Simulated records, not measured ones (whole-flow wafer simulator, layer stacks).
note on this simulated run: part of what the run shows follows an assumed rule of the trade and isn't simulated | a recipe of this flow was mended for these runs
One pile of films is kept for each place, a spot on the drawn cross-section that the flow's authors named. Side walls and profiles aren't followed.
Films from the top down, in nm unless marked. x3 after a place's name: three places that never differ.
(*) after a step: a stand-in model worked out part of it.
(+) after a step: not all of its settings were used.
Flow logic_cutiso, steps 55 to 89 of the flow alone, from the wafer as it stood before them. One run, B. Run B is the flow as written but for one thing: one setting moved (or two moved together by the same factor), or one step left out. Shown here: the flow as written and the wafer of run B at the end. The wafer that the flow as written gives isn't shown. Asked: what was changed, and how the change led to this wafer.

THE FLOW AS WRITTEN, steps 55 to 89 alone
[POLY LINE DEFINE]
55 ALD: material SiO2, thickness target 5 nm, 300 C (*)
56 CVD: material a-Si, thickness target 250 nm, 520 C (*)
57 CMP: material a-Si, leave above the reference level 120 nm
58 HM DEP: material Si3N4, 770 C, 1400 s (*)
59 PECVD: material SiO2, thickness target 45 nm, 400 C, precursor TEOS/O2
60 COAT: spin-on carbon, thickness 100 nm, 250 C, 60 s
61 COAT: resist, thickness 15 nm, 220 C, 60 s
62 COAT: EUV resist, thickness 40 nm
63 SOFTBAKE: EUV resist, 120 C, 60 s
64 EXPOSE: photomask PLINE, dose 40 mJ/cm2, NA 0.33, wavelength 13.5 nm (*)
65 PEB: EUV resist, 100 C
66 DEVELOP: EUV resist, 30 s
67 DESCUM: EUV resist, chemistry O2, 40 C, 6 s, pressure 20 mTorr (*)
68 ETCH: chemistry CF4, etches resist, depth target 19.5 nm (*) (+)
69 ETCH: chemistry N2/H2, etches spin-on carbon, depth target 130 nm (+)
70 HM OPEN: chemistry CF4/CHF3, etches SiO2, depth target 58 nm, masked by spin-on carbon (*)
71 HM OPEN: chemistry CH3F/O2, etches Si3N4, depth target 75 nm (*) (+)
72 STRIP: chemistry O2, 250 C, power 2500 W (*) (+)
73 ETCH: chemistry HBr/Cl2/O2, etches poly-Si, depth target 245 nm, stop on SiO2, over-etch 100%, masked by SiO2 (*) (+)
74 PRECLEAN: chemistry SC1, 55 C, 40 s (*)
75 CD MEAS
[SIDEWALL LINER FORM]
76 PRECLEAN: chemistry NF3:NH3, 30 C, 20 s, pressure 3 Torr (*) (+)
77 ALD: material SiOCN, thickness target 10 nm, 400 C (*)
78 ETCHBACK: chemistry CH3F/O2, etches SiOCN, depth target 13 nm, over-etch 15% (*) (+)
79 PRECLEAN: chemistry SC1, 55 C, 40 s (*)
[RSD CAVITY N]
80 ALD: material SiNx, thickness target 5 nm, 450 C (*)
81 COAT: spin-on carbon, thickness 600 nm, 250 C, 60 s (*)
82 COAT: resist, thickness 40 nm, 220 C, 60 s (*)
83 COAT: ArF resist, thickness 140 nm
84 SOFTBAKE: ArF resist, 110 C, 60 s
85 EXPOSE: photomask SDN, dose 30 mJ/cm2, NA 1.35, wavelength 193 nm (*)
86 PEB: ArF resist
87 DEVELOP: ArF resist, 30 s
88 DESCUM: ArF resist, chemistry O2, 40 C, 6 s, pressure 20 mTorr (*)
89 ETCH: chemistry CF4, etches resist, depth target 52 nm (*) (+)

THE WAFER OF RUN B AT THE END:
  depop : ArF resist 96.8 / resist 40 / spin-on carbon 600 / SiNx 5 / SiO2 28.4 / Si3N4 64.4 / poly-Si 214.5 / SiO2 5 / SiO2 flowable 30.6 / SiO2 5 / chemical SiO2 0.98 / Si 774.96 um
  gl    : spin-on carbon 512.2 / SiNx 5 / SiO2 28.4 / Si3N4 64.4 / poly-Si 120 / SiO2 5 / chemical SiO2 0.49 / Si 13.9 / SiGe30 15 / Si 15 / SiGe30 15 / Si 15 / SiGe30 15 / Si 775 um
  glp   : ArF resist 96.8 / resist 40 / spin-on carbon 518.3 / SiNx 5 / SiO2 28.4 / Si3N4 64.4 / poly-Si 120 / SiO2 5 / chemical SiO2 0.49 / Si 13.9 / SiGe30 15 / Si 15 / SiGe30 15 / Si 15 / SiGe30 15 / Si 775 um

The cause: step 58, HM DEP: 1288 s was run, where the flow has 1400 s.

How the change led to this, step by step:
  58 HM DEP: material Si3N4, 770 C, 1400 s (*)
      gl, glp, gxn and 11 more: Si3N4 +64.4 (new film), poly-Si +120 (new film), a-Si -120 (all of it) (as written it would be: Si3N4 +70 (new film), poly-Si +120 (new film), a-Si -120 (all of it))
      depop, dpovl x3, gfld, gxf, iso, lnri: Si3N4 +64.4 (new film), poly-Si +214.5 (new film), a-Si -214.5 (all of it) (as written it would be: Si3N4 +70 (new film), poly-Si +214.5 (new film), a-Si -214.5 (all of it))
  71 HM OPEN: chemistry CH3F/O2, etches Si3N4, depth target 75 nm (*) (+)
      iso, lnr, lnri and 6 more: Si3N4 -49.6 (all of it), poly-Si -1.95 (as written it would be: Si3N4 -55.2 (all of it), poly-Si -1.52)
